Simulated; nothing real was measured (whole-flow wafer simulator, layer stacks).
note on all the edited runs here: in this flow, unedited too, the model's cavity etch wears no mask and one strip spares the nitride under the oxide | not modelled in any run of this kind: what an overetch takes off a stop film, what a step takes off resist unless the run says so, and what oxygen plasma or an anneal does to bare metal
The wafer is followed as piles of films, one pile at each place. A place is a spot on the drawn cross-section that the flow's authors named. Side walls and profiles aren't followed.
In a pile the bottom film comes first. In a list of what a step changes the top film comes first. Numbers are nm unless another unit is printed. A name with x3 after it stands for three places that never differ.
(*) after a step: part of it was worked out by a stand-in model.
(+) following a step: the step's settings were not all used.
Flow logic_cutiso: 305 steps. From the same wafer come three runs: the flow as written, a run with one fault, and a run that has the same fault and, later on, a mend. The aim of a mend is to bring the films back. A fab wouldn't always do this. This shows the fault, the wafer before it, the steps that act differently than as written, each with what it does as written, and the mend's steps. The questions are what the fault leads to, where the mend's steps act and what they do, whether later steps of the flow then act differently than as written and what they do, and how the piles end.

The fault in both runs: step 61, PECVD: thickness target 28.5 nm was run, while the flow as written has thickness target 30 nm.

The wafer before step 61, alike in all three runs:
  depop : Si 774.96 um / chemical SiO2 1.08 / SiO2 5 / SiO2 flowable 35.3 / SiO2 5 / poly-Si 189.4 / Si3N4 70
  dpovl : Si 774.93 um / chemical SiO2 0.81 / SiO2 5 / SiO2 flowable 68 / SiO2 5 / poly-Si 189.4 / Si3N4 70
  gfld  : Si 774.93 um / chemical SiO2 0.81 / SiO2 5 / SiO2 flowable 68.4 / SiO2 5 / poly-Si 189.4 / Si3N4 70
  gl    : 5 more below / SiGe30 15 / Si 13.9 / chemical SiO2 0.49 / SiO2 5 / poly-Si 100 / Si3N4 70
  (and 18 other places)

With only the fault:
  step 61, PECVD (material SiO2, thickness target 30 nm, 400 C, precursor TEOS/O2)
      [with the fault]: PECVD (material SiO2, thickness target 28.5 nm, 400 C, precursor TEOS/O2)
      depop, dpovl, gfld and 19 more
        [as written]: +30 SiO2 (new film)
        [with the fault]: +28.5 SiO2 (new film)
  Steps later in the flow that act otherwise than as written (32 other steps are not shown; they differ only slightly, by no more than 2% or 0.5 nm, whichever is larger):
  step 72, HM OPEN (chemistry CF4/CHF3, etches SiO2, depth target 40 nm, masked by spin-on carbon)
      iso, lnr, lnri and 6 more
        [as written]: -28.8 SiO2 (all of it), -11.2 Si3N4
        [with the fault]: -27.3 SiO2 (all of it), -12.7 Si3N4
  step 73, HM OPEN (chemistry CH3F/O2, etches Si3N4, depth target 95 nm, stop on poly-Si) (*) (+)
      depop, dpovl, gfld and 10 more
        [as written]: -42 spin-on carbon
        [with the fault]: -41 spin-on carbon
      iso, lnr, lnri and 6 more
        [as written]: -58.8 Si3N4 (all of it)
        [with the fault]: -57.3 Si3N4 (all of it)
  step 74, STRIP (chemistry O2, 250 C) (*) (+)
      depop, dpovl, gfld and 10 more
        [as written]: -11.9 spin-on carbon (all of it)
        [with the fault]: -13 spin-on carbon (all of it)
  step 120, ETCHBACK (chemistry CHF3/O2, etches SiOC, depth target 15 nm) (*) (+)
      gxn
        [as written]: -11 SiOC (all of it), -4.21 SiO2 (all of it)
        [with the fault]: -10.9 SiOC (all of it), -2.71 SiO2 (all of it), -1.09 Si3N4
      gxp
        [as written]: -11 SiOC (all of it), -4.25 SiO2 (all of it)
        [with the fault]: -10.8 SiOC (all of it), -2.75 SiO2 (all of it), -1.08 Si3N4
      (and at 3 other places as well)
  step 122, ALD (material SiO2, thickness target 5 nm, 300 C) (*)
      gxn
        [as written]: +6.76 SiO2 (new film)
        [with the fault]: +5.72 SiO2 (new film)
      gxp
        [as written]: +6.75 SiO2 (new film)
        [with the fault]: +5.71 SiO2 (new film)
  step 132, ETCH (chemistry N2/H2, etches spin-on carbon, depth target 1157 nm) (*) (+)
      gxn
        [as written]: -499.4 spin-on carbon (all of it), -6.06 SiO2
        [with the fault]: -500.4 spin-on carbon (all of it), -5.72 SiO2 (all of it), -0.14 Si3N4
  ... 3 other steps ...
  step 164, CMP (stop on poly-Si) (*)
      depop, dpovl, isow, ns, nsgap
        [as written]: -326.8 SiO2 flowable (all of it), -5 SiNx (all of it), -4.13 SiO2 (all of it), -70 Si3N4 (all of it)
        [with the fault]: -326.8 SiO2 flowable (all of it), -5 SiNx (all of it), -2.63 SiO2 (all of it), -70 Si3N4 (all of it)
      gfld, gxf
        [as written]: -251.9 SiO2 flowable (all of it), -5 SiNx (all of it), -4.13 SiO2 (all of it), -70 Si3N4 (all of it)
        [with the fault]: -252.5 SiO2 flowable (all of it), -5 SiNx (all of it), -2.63 SiO2 (all of it), -70 Si3N4 (all of it)
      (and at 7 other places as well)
  At the end the piles are close to the flow's at the places that both follow, differing by at most 2% or 0.5 nm, whichever is larger.

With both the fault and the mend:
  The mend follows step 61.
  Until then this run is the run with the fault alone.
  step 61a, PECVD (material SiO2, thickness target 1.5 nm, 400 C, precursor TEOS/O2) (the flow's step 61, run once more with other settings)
      depop, dpovl, gfld and 19 more
        +1.5 SiO2
  None of the later steps of the flow acts differently than as written at any place that is followed.
  At every place that both follow, the piles at the end match the flow's.
